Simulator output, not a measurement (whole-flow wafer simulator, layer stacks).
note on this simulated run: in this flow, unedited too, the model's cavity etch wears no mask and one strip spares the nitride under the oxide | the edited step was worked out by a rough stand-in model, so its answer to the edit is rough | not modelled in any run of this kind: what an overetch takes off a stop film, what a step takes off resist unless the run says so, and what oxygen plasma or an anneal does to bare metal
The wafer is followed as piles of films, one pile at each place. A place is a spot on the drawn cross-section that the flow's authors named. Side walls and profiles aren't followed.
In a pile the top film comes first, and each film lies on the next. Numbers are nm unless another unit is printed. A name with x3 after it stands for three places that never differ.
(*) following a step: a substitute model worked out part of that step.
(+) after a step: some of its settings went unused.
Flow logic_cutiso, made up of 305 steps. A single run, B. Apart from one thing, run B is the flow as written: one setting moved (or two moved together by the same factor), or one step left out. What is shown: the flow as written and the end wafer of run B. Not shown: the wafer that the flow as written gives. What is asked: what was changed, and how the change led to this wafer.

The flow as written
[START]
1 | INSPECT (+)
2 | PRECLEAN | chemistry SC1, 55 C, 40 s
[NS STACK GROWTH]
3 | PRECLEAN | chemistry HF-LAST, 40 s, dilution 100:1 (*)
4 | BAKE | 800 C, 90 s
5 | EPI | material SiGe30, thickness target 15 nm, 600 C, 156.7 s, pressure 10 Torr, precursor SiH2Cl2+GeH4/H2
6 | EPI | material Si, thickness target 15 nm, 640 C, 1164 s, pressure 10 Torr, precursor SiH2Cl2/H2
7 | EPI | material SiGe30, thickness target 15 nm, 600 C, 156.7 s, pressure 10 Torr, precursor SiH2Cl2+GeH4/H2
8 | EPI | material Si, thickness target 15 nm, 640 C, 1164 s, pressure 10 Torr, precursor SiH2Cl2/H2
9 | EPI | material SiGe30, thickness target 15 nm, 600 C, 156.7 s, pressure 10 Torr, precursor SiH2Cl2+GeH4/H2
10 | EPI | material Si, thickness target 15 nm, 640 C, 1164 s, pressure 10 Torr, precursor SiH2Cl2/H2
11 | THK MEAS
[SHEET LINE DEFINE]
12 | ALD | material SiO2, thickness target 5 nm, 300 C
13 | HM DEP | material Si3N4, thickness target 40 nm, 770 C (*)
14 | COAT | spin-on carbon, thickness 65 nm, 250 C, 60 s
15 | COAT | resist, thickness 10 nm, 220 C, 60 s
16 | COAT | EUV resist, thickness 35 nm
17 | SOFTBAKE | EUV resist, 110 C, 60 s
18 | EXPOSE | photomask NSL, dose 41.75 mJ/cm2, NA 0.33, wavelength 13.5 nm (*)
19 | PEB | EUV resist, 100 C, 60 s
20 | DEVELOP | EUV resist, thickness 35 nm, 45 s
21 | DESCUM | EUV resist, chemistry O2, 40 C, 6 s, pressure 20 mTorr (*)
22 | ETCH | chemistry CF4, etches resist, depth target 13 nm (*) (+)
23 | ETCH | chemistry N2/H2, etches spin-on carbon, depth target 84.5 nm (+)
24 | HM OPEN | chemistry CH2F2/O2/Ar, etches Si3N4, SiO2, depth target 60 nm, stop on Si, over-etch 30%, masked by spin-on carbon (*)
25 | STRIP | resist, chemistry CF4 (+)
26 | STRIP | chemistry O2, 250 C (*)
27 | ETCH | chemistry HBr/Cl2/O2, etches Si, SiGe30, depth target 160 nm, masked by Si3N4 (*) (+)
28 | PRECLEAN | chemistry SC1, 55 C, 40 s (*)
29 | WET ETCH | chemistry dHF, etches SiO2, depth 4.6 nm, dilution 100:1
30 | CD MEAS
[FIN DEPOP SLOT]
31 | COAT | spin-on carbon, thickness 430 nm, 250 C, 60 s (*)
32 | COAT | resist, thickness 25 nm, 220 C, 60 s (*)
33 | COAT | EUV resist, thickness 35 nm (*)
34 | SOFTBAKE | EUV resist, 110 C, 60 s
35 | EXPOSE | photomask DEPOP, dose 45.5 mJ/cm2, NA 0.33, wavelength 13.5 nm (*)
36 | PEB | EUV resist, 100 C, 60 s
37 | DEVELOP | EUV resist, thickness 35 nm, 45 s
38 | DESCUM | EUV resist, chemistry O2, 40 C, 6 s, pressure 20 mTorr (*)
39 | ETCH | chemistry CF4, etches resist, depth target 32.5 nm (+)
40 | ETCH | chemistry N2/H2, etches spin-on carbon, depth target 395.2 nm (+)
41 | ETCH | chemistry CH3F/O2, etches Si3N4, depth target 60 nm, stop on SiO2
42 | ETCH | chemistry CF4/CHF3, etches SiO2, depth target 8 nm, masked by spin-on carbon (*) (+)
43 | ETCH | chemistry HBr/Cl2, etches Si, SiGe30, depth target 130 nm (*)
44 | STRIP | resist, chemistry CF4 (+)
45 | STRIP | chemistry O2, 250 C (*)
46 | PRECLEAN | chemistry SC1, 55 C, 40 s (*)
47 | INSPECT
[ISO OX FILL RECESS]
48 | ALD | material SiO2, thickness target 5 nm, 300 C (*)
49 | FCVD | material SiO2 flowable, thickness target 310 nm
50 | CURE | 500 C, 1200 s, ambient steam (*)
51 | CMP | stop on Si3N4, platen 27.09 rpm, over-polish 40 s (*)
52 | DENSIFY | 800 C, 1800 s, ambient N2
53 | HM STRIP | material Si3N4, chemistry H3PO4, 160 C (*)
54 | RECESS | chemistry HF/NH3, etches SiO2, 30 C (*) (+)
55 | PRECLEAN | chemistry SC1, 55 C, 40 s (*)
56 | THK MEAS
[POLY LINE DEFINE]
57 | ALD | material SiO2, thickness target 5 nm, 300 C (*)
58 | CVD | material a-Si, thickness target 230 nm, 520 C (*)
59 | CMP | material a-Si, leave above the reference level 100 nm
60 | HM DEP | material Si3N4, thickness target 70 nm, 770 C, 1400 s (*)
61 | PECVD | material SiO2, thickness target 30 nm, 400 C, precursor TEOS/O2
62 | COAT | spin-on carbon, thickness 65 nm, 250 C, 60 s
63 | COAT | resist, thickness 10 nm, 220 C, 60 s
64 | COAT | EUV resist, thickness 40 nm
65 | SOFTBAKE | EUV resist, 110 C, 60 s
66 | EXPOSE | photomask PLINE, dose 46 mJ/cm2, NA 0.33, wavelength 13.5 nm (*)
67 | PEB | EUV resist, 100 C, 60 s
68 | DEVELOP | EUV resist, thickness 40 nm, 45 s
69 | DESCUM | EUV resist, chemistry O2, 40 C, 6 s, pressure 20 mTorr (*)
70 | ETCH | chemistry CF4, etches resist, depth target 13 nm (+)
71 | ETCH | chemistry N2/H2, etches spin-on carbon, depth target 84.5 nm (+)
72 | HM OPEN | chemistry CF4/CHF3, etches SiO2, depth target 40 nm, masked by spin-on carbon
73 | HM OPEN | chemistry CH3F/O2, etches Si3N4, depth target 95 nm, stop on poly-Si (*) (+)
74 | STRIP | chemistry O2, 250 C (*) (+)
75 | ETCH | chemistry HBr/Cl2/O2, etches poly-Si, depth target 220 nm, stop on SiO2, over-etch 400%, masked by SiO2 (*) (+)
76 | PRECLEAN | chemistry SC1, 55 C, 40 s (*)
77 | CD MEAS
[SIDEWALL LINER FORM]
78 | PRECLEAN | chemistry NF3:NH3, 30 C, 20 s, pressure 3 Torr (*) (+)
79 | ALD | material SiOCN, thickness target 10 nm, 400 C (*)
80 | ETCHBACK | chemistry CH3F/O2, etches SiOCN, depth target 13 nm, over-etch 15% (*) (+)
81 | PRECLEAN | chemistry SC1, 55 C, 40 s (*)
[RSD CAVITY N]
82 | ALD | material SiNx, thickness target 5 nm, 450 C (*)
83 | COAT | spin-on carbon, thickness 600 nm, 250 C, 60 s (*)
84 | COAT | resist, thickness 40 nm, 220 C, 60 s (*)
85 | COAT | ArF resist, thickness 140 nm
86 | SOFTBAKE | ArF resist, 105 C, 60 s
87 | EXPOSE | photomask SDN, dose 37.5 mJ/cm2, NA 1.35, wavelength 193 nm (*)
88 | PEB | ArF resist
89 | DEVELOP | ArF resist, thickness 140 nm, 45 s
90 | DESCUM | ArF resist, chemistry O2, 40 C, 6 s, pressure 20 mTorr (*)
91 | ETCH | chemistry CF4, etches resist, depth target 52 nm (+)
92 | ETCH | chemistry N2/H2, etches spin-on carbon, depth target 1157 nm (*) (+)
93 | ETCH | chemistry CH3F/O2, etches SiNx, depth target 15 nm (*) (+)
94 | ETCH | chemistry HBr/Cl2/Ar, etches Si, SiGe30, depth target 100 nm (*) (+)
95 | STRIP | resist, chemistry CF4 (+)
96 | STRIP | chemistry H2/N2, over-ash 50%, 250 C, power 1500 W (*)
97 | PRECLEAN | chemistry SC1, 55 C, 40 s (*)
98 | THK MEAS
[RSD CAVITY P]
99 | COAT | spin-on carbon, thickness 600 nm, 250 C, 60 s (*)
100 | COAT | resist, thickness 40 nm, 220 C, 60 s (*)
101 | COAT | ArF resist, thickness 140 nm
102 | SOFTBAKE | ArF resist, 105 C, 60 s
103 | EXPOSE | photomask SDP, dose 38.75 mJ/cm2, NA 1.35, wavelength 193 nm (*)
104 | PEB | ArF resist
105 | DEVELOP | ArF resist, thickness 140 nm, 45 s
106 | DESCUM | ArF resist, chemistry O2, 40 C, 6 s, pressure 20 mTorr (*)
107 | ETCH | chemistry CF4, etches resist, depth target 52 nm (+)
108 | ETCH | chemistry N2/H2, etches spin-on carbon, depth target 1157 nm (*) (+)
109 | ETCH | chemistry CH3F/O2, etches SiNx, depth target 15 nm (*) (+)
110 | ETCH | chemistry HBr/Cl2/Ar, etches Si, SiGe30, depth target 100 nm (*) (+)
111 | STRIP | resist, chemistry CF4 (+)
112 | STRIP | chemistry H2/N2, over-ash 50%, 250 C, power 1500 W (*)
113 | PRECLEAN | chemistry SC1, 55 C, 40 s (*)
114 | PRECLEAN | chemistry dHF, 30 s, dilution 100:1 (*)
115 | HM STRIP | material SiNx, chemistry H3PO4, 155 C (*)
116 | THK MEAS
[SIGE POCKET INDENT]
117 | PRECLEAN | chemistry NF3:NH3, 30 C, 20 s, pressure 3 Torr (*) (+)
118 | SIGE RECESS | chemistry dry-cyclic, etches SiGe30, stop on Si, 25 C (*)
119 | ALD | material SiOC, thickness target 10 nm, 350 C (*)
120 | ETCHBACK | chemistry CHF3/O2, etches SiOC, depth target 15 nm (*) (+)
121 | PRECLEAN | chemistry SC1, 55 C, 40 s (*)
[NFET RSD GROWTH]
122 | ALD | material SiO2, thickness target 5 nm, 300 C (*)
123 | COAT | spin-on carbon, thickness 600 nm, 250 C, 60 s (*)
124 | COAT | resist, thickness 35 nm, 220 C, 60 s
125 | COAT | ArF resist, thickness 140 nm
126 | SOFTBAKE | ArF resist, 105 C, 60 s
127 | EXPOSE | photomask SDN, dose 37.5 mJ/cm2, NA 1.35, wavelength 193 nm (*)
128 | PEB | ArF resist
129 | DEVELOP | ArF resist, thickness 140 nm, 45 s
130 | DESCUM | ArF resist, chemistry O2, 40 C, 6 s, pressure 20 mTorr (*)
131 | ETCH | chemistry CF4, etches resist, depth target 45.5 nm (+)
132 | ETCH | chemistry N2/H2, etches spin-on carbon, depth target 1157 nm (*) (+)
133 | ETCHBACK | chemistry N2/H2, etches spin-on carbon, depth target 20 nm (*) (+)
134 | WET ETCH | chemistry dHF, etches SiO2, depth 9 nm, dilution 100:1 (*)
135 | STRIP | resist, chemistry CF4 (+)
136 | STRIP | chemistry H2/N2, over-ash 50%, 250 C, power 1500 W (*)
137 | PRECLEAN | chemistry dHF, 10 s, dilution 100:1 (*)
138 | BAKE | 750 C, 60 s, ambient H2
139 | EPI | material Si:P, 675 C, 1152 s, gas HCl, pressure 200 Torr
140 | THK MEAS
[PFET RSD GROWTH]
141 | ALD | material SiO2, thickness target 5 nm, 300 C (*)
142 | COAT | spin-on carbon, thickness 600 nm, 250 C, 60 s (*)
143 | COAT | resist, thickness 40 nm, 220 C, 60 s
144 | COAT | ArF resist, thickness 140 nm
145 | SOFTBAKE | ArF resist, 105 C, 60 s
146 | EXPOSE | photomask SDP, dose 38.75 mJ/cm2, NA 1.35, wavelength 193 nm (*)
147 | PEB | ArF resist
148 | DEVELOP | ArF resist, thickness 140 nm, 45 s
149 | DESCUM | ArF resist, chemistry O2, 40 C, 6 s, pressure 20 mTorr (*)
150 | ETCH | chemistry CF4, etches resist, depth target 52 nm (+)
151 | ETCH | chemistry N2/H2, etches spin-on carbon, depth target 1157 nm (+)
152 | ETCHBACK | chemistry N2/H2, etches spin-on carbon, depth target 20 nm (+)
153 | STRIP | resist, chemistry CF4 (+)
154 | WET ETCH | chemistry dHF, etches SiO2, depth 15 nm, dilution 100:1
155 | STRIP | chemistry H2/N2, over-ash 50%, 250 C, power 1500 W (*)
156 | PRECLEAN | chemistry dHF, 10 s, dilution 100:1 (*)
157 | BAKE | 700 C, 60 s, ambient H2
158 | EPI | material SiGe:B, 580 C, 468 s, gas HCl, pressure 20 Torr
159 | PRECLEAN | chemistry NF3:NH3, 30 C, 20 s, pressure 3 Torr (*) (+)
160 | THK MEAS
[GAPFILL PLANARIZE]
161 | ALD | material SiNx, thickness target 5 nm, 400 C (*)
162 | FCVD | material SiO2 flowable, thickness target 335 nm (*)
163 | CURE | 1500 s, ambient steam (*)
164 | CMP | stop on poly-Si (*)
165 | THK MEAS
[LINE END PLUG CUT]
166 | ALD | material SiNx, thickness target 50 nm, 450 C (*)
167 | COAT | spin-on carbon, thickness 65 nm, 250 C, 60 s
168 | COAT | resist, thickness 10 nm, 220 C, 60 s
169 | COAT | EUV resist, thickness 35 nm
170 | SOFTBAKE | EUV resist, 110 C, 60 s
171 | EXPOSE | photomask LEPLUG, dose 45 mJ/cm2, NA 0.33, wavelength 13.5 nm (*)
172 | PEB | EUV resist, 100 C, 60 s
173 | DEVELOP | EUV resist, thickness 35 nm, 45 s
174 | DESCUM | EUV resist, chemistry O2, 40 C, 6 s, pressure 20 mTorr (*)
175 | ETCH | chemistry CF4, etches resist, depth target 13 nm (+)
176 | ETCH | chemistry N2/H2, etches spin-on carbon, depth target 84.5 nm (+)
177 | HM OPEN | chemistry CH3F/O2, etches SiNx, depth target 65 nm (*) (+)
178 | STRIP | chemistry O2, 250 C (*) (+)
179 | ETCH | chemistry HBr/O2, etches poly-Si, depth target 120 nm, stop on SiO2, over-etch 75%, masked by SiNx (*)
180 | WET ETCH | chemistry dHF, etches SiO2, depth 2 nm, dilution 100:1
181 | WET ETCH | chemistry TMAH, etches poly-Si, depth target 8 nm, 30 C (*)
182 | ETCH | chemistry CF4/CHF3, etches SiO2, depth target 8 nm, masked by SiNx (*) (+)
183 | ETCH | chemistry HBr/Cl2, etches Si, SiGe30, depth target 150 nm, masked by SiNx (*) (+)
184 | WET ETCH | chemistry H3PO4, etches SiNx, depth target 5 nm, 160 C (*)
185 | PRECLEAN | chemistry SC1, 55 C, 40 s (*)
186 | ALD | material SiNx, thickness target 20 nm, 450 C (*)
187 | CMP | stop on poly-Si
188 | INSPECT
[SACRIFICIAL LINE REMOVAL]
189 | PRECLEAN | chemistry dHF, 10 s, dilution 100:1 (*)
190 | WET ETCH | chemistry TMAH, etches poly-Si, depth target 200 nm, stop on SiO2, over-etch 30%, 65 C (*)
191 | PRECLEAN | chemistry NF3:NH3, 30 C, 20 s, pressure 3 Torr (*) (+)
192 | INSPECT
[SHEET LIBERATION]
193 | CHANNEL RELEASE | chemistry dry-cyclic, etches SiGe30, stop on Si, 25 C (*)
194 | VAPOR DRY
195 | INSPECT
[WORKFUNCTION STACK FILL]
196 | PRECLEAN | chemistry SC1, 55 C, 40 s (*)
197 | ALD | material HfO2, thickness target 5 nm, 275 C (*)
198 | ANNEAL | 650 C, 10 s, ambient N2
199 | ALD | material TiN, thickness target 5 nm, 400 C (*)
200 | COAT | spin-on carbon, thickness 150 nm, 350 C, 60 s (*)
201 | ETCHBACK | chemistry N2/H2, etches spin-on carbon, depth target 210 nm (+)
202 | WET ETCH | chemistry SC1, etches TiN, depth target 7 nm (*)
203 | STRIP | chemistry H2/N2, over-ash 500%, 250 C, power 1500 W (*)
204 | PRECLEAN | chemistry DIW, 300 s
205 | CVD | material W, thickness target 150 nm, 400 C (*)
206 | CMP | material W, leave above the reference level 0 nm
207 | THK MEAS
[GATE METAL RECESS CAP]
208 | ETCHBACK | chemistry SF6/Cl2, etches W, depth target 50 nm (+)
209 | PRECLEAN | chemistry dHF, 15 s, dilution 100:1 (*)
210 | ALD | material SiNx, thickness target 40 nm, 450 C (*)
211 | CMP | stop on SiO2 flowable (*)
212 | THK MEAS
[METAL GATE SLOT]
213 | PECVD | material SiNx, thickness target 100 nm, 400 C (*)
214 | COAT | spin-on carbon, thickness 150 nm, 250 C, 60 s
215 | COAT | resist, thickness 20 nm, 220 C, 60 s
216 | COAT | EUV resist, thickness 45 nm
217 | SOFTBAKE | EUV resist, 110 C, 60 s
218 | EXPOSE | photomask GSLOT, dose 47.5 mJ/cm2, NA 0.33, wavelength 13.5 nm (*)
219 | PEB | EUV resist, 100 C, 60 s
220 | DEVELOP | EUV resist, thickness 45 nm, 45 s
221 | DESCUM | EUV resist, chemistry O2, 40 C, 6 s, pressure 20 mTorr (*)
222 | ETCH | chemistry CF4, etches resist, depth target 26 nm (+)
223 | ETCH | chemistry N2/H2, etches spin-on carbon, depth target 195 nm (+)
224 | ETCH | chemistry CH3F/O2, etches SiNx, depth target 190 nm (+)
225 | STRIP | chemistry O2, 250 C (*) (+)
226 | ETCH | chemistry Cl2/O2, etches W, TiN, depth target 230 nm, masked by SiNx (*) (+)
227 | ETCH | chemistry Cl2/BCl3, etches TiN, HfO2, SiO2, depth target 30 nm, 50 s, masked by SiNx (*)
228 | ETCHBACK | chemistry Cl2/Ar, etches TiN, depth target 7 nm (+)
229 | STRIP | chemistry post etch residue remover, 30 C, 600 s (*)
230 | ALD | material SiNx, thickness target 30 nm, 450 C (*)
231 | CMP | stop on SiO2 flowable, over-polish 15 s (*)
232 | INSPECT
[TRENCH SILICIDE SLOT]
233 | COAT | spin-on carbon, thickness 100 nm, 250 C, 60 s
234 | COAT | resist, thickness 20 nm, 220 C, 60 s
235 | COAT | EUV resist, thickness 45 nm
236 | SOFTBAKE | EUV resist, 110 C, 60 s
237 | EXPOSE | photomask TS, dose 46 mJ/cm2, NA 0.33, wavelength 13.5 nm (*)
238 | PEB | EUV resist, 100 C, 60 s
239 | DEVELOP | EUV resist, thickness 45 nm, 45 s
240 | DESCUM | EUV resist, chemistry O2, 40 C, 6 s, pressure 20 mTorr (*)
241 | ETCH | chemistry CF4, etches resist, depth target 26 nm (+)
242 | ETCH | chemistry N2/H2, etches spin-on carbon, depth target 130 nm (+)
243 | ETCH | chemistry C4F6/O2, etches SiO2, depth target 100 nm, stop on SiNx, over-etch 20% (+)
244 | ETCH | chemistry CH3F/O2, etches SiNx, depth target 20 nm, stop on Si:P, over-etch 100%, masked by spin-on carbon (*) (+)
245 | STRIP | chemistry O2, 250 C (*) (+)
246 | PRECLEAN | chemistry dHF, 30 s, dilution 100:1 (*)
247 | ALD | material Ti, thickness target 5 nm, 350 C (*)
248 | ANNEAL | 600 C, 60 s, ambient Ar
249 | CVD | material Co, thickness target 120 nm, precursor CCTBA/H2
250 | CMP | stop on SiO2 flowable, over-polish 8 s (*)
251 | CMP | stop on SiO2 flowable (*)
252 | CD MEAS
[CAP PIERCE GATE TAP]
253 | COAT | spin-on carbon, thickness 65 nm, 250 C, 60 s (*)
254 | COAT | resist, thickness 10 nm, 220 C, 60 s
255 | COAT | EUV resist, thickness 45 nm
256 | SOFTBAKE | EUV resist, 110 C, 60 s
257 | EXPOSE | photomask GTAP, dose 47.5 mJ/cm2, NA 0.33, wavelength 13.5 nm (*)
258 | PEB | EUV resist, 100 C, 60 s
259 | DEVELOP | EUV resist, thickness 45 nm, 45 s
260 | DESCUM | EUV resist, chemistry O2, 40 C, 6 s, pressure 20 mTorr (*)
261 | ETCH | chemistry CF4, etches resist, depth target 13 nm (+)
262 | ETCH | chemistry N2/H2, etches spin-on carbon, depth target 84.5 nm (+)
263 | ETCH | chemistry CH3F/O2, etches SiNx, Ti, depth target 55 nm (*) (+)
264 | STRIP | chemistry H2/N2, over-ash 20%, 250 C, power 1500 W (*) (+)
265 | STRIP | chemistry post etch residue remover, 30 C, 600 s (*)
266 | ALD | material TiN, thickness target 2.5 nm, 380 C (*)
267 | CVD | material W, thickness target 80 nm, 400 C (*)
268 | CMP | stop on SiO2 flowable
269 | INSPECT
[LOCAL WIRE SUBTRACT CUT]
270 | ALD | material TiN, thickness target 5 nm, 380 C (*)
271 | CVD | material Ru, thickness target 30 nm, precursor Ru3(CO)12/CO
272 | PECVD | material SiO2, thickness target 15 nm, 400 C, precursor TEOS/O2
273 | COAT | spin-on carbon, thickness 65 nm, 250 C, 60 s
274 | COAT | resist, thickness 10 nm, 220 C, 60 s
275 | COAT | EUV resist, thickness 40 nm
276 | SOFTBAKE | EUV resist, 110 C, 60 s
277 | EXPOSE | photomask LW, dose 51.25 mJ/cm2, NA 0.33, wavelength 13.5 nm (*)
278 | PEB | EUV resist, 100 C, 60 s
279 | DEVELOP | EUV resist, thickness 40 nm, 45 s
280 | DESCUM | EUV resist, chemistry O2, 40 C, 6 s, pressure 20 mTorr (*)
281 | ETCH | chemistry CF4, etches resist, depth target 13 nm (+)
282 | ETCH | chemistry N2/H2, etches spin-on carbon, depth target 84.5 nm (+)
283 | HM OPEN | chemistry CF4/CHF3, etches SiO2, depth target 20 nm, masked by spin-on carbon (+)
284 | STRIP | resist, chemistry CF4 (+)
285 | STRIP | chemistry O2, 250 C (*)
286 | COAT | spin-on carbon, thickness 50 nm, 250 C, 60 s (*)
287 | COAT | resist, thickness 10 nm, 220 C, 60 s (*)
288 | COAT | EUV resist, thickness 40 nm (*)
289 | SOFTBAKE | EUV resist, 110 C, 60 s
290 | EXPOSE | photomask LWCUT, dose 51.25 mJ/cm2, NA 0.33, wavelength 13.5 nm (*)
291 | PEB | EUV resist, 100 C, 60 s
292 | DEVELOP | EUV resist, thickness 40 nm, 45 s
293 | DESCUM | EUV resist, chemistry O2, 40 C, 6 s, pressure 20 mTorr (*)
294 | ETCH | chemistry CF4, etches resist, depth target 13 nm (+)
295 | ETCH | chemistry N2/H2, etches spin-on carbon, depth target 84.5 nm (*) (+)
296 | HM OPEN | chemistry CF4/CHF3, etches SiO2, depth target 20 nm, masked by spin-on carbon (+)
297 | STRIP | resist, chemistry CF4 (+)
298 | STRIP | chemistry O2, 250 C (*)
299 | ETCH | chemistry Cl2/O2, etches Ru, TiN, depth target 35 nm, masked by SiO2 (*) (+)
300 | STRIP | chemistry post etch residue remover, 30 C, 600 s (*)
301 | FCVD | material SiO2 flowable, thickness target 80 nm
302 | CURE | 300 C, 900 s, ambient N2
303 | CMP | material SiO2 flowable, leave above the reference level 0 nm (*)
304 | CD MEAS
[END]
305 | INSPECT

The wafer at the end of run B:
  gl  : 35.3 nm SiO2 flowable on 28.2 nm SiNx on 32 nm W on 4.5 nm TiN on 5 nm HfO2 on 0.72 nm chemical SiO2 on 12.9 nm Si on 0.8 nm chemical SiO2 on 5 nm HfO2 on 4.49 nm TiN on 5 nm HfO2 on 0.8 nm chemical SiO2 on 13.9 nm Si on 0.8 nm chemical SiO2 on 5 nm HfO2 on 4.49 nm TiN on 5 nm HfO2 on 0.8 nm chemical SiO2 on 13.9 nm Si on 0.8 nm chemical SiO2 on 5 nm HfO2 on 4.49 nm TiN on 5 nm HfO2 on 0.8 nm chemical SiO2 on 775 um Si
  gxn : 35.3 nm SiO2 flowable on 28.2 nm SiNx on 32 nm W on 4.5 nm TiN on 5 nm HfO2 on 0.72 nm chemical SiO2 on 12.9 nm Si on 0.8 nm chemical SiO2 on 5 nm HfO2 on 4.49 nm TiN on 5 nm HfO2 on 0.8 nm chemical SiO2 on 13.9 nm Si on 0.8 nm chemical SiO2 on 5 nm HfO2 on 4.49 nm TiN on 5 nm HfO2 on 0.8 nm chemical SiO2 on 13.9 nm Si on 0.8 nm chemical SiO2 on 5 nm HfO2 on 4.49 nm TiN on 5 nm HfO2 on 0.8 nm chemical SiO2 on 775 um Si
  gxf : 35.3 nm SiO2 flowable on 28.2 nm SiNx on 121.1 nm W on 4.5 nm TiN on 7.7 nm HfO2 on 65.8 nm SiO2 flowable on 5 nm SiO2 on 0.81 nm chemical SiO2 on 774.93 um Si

The reason: step 199, ALD: thickness target 4.5 nm was run, whereas the flow has thickness target 5 nm.
One can read it off the wafer: gxn has TiN 4.5, and step 199 as written asks for 5 nm.

Step by step, how the change led to this:
  199 | ALD | material TiN, thickness target 5 nm, 400 C (*)
      gl, glp, tap: +4.5 TiN (new film), +4.49 TiN (new film), -4.49 cavity (all of it), +4.49 TiN (new film), -4.49 cavity (all of it), +4.49 TiN (new film), -4.49 cavity (all of it) (as written it would have been: +5.26 TiN (new film), +4.49 TiN (new film), -4.49 cavity (all of it), +4.49 TiN (new film), -4.49 cavity (all of it), +4.49 TiN (new film), -4.49 cavity (all of it))
  203 | STRIP | chemistry H2/N2, over-ash 500%, 250 C, power 1500 W (*)
      gl, glp: -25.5 spin-on carbon (all of it) (as written it would have been: -26.7 spin-on carbon (all of it))
      gxn, gxp: -25.2 spin-on carbon (all of it) (as written it would have been: -26.8 spin-on carbon (all of it))
      (also at 1 further place)
